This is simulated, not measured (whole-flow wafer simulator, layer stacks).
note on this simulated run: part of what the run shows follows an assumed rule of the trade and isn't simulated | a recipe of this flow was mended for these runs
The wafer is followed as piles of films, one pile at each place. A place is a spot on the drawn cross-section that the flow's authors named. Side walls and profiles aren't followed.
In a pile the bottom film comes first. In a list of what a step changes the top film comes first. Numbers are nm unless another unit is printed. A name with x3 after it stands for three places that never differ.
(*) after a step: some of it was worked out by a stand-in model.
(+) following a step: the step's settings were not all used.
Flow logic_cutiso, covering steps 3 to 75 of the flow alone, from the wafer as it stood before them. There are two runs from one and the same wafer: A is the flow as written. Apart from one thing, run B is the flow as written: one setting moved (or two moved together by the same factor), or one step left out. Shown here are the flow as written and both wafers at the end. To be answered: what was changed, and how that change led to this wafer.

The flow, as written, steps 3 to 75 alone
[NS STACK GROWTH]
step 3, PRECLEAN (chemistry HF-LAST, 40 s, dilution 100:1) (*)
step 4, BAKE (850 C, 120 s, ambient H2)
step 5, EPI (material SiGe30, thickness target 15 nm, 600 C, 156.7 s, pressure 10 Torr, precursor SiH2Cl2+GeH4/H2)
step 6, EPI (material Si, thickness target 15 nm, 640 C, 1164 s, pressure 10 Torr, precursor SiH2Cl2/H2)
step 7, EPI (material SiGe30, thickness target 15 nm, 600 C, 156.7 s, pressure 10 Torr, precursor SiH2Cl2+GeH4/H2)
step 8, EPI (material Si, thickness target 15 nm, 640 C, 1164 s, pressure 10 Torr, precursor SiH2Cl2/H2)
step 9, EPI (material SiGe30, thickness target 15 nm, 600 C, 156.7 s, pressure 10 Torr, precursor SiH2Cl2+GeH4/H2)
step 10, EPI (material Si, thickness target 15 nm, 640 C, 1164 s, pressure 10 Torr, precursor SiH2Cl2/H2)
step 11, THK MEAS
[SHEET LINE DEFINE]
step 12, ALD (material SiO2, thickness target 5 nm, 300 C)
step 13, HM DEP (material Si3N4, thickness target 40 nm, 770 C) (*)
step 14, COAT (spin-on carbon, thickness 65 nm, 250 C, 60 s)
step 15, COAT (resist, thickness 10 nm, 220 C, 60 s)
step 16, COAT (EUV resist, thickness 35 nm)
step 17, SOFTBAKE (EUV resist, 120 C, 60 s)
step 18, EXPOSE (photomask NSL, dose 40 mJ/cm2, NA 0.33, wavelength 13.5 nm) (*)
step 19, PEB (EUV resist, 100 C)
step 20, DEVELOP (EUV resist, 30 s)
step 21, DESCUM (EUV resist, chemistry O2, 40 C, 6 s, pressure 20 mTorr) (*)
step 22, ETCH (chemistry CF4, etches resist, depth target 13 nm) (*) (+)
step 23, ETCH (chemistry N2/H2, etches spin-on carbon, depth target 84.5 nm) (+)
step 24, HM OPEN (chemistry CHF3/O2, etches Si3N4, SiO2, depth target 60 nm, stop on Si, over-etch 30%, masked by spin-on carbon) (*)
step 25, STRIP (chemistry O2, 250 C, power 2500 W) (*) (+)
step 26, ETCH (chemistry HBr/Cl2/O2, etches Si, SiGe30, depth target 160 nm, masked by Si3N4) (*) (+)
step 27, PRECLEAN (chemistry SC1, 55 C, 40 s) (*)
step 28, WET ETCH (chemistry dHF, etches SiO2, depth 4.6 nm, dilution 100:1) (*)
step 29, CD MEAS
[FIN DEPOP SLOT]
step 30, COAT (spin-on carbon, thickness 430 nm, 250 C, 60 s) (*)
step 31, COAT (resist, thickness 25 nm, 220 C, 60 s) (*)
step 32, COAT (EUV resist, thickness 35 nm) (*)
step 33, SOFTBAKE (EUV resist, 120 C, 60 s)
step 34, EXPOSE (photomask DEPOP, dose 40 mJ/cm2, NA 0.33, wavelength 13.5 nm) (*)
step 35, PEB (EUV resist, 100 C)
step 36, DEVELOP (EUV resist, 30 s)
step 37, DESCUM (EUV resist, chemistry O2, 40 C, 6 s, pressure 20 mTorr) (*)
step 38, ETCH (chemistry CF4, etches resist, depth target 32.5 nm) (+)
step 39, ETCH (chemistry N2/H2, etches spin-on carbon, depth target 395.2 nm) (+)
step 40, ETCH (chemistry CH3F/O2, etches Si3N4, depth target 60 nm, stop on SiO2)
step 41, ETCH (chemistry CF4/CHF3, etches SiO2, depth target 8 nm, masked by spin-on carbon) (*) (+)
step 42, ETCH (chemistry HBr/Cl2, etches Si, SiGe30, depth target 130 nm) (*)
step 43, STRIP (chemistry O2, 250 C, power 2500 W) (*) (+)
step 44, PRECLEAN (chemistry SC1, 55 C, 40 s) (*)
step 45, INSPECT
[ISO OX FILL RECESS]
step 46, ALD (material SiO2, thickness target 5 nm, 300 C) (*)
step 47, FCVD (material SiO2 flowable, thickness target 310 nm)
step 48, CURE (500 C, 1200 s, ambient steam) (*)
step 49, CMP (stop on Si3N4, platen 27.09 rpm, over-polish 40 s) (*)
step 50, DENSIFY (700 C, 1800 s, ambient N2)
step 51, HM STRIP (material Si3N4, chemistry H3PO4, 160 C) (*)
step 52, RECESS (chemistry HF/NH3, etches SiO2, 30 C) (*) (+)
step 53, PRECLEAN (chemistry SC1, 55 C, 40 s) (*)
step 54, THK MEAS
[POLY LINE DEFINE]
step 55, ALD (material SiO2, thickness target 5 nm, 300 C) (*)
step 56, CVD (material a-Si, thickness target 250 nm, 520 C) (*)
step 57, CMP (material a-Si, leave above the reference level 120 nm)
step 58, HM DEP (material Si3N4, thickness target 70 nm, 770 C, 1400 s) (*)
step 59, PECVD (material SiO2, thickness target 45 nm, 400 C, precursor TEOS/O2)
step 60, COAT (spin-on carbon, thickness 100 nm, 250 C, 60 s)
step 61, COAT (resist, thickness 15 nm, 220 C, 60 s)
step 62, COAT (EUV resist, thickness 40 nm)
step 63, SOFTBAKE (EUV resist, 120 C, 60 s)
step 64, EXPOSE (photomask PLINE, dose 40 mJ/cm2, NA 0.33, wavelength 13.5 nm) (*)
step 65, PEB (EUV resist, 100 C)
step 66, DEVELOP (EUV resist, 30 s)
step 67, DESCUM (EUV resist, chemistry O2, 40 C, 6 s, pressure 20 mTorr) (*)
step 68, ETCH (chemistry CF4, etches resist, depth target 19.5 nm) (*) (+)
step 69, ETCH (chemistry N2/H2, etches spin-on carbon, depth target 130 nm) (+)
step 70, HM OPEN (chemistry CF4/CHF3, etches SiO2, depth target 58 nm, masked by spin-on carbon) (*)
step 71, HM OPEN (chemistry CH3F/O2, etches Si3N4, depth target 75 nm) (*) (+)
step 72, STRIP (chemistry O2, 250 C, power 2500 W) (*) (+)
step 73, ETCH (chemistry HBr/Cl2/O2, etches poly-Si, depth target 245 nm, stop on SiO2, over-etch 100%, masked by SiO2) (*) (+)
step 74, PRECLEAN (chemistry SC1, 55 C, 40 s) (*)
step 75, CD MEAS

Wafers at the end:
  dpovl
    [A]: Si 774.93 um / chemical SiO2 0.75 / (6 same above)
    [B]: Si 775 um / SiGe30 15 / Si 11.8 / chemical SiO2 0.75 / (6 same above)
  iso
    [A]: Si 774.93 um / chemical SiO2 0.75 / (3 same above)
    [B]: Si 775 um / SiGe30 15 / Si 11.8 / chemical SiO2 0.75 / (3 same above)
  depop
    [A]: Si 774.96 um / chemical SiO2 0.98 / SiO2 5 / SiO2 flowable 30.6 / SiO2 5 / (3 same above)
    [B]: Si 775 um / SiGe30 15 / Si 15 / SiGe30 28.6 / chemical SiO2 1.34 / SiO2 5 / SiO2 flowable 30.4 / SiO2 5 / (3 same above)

What caused this: step 7, EPI: 712 C was run, though the flow has 600 C.

The path from the change to this, step by step:
  step 7, EPI (material SiGe30, thickness target 15 nm, 600 C, 156.7 s, pressure 10 Torr, precursor SiH2Cl2+GeH4/H2)
      depop, dpovl, gfld and 19 more: A SiGe30 gains 15 (new film) | B SiGe30 gains 115.4 (new film)
  step 26, ETCH (chemistry HBr/Cl2/O2, etches Si, SiGe30, depth target 160 nm, masked by Si3N4) (*) (+)
      dpovl, gfld, gxf, iso, isow, lnri, nsgap: A chemical SiO2 loses 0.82 (all of it), Si loses 12 (all of it), SiGe30 loses 15 (all of it), Si loses 15 (all of it), SiGe30 loses 15 (all of it), Si loses 15 (all of it), SiGe30 loses 15 (all of it), Si loses 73 | B chemical SiO2 loses 0.82 (all of it), Si loses 12 (all of it), SiGe30 loses 15 (all of it), Si loses 15 (all of it), SiGe30 loses 115.4 (all of it), Si loses 2.58
  step 42, ETCH (chemistry HBr/Cl2, etches Si, SiGe30, depth target 130 nm) (*)
      depop: A Si loses 13.8 (all of it), SiGe30 loses 15 (all of it), Si loses 15 (all of it), SiGe30 loses 15 (all of it), Si loses 15 (all of it), SiGe30 loses 15 (all of it), Si loses 41.2 | B Si loses 13.8 (all of it), SiGe30 loses 15 (all of it), Si loses 15 (all of it), SiGe30 loses 86.2
  step 43, STRIP (chemistry O2, 250 C, power 2500 W) (*) (+)
      depop: A chemical SiO2 gains 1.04 (new film), Si loses 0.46 | B chemical SiO2 gains 1.41 (new film), SiGe30 loses 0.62
